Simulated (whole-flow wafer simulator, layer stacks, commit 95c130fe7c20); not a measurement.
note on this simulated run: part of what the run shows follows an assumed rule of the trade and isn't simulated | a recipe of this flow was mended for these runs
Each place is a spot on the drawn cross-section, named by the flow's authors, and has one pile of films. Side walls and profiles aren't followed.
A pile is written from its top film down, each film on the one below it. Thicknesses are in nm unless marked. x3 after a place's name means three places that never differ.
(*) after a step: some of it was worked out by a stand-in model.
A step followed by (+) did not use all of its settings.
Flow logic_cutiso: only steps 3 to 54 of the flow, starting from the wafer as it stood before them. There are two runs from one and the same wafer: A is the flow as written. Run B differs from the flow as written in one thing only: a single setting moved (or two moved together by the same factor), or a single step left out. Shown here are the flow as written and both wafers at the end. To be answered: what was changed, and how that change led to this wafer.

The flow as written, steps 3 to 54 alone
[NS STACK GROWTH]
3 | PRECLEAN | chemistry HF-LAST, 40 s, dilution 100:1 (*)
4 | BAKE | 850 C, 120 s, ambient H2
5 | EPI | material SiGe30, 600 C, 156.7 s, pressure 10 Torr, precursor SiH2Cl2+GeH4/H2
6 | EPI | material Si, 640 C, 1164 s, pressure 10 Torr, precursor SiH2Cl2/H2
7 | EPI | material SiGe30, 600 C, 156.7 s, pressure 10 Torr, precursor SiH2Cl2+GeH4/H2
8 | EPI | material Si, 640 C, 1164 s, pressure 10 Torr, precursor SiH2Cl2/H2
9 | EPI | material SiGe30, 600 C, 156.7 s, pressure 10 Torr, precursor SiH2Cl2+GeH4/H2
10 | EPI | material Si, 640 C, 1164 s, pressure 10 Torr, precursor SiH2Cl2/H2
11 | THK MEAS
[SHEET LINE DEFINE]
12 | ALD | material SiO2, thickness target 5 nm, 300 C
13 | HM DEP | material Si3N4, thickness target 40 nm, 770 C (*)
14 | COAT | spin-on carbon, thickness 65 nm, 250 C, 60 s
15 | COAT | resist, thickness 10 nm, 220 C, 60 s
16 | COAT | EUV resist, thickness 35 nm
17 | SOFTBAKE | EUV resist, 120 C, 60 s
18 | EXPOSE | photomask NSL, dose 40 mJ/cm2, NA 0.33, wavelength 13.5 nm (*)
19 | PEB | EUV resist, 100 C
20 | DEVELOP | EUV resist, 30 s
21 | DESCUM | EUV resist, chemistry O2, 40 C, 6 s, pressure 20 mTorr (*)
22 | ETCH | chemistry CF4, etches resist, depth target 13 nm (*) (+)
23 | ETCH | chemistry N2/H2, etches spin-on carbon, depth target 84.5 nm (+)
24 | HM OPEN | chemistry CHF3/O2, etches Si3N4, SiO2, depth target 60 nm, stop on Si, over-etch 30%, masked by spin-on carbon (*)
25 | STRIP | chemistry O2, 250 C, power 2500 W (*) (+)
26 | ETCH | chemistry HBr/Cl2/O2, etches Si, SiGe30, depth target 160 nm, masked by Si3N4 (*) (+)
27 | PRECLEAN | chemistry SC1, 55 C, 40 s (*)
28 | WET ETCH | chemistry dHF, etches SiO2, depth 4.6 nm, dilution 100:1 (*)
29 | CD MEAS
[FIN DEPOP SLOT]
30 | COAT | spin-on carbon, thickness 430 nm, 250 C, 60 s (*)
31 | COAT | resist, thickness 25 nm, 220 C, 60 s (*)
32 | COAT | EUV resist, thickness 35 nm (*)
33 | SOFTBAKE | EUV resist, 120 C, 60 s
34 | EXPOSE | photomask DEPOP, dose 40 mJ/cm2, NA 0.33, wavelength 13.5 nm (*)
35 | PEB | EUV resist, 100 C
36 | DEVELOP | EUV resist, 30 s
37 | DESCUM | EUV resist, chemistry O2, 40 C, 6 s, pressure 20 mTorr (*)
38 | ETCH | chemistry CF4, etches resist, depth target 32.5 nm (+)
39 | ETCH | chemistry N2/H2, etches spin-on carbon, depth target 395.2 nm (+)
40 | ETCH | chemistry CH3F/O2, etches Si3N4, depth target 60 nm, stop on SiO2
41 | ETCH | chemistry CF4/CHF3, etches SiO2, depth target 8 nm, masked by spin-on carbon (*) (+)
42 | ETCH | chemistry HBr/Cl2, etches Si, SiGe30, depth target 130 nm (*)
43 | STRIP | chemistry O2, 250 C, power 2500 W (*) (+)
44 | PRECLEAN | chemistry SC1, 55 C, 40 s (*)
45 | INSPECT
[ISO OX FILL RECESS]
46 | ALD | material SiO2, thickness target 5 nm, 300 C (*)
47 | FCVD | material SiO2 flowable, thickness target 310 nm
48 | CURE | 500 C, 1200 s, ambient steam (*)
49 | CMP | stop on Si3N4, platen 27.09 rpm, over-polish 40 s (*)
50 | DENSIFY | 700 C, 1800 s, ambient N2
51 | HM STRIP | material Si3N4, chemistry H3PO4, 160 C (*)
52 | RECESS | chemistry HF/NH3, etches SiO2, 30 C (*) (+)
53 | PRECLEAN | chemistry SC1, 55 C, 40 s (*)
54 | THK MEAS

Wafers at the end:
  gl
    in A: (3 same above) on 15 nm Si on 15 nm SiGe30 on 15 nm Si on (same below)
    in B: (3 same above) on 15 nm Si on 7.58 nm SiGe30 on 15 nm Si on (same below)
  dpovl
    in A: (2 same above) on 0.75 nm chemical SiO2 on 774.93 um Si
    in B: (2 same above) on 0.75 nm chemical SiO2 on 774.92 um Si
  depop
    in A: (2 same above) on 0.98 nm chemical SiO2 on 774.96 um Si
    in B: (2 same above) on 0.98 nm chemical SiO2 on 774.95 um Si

What caused this: step 7, EPI: 565 C was run, though the flow has 600 C.

Step by step, how the change led to this:
  7 | EPI | material SiGe30, 600 C, 156.7 s, pressure 10 Torr, precursor SiH2Cl2+GeH4/H2
      depop, dpovl, gfld and 19 more: A SiGe30 gains 15 (new film) | B SiGe30 gains 7.58 (new film)
  26 | ETCH | chemistry HBr/Cl2/O2, etches Si, SiGe30, depth target 160 nm, masked by Si3N4 (*) (+)
      dpovl, gfld, gxf, iso, isow, lnri, nsgap: A chemical SiO2 loses 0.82 (all of it), Si loses 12 (all of it), SiGe30 loses 15 (all of it), Si loses 15 (all of it), SiGe30 loses 15 (all of it), Si loses 15 (all of it), SiGe30 loses 15 (all of it), Si loses 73 | B chemical SiO2 loses 0.82 (all of it), Si loses 12 (all of it), SiGe30 loses 15 (all of it), Si loses 15 (all of it), SiGe30 loses 7.58 (all of it), Si loses 15 (all of it), SiGe30 loses 15 (all of it), Si loses 80.4
  42 | ETCH | chemistry HBr/Cl2, etches Si, SiGe30, depth target 130 nm (*)
      depop: A Si loses 13.8 (all of it), SiGe30 loses 15 (all of it), Si loses 15 (all of it), SiGe30 loses 15 (all of it), Si loses 15 (all of it), SiGe30 loses 15 (all of it), Si loses 41.2 | B Si loses 13.8 (all of it), SiGe30 loses 15 (all of it), Si loses 15 (all of it), SiGe30 loses 7.58 (all of it), Si loses 15 (all of it), SiGe30 loses 15 (all of it), Si loses 48.6
